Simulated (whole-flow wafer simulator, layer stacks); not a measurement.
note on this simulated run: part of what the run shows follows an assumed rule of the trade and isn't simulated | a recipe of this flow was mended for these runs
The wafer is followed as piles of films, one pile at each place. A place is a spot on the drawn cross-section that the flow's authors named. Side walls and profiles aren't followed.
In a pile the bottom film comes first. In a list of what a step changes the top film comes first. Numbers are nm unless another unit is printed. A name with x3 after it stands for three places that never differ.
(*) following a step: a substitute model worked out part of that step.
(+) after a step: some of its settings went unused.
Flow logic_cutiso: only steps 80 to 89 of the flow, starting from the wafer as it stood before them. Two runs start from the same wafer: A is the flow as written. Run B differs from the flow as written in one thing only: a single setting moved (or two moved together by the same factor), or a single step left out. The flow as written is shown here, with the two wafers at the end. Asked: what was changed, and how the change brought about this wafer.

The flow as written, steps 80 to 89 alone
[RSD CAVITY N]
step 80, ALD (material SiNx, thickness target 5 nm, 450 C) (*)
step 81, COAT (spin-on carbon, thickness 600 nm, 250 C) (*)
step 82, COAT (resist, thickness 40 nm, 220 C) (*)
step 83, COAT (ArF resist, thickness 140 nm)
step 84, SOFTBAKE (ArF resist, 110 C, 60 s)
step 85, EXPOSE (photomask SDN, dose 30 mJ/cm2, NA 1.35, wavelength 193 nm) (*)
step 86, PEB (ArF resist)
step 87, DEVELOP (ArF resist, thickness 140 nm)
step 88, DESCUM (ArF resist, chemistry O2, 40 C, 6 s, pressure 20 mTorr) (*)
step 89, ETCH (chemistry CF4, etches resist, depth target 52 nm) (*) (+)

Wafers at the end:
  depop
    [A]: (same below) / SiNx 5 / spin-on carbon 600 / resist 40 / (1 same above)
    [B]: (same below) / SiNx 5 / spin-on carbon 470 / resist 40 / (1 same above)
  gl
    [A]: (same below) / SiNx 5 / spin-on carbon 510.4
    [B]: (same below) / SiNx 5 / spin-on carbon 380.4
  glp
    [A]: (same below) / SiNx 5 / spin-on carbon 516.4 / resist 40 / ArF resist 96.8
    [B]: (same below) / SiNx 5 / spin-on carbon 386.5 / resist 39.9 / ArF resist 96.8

Cause: step 81, COAT: thickness 470 nm was run, while the flow as written has thickness 600 nm.
The wafer lets one read it off: depop has spin-on carbon 470, and step 81 as written asks for 600 nm.

How this came from the change, step by step:
  step 81, COAT (spin-on carbon, thickness 600 nm, 250 C) (*)
      depop, dpovl x3, ns: A spin-on carbon gains 600 (new film) | B spin-on carbon gains 470 (new film)
      glp, plug, tap: A spin-on carbon gains 516.4 (new film) | B spin-on carbon gains 386.5 (new film)
      (and at 14 other places as well)
